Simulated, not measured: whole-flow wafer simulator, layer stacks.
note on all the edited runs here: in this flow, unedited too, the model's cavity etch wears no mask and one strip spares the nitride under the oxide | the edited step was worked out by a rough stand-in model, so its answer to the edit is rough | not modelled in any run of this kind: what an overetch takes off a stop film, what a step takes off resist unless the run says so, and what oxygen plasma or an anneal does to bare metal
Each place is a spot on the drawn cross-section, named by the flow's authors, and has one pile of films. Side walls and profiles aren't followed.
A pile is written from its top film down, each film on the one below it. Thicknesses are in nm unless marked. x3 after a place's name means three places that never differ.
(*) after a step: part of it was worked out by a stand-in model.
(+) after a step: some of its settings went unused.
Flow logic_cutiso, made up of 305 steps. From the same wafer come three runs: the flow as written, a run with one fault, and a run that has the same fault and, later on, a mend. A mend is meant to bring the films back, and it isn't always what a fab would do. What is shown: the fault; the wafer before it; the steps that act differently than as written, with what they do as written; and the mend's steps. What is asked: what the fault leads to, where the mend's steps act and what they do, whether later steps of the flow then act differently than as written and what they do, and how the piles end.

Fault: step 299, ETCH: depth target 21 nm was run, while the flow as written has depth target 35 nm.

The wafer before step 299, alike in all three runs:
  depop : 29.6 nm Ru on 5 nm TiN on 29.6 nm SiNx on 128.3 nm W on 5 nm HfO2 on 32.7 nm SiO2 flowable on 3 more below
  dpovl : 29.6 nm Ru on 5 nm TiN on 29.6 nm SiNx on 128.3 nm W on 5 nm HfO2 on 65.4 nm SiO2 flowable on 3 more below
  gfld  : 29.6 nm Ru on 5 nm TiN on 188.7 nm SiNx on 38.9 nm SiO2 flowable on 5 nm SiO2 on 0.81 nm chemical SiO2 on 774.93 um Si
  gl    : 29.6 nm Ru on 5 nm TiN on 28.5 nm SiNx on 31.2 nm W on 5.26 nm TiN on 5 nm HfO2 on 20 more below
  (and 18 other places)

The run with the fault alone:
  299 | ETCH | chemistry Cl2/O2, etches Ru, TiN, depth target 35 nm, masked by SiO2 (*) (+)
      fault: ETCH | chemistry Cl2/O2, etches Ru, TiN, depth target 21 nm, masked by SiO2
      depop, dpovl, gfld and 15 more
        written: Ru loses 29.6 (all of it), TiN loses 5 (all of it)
        fault: Ru loses 21
  Steps further on in the flow that do not act as written (not shown: 1 more step that differs only slightly, by at most 2% or 0.5 nm, whichever is larger):
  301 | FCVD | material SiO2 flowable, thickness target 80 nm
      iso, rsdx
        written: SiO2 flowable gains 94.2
        fault: SiO2 flowable gains 90.4 (new film)
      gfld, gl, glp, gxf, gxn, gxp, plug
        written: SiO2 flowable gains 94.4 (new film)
        fault: SiO2 flowable gains 90.4 (new film)
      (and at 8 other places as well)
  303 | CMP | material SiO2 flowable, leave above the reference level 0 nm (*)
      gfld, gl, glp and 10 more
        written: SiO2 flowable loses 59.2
        fault: SiO2 flowable loses 69
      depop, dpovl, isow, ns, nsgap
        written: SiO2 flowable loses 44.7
        fault: SiO2 flowable loses 58.6
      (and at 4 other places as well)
  At depop, dpovl, gfld and 15 more, the piles at the end differ from the flow's by more than 2% or 0.5 nm, whichever is larger.
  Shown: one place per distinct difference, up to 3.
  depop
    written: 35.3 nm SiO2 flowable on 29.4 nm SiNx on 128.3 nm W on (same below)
    fault: 21.4 nm SiO2 flowable on 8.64 nm Ru on 5 nm TiN on 29.6 nm SiNx on 128.3 nm W on (same below)
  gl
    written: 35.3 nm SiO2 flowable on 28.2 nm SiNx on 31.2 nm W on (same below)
    fault: 21.4 nm SiO2 flowable on 8.64 nm Ru on 5 nm TiN on 28.5 nm SiNx on 31.2 nm W on (same below)
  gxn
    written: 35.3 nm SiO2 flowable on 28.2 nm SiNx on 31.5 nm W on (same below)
    fault: 21.4 nm SiO2 flowable on 8.64 nm Ru on 5 nm TiN on 28.5 nm SiNx on 31.5 nm W on (same below)

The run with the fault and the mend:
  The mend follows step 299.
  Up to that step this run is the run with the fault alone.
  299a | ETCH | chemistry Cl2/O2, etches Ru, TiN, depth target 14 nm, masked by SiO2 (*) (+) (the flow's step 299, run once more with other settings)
      depop, dpovl, gfld and 14 more
        Ru loses 8.64 (all of it), TiN loses 5 (all of it)
      lnrt, rsdn, rsdp, tap
        SiO2 loses 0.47
      rsdw
        Ru loses 8.65 (all of it), TiN loses 5 (all of it)
  None of the later steps of the flow acts differently than as written at any place that is followed.
  At every place that both follow, the piles at the end match the flow's.
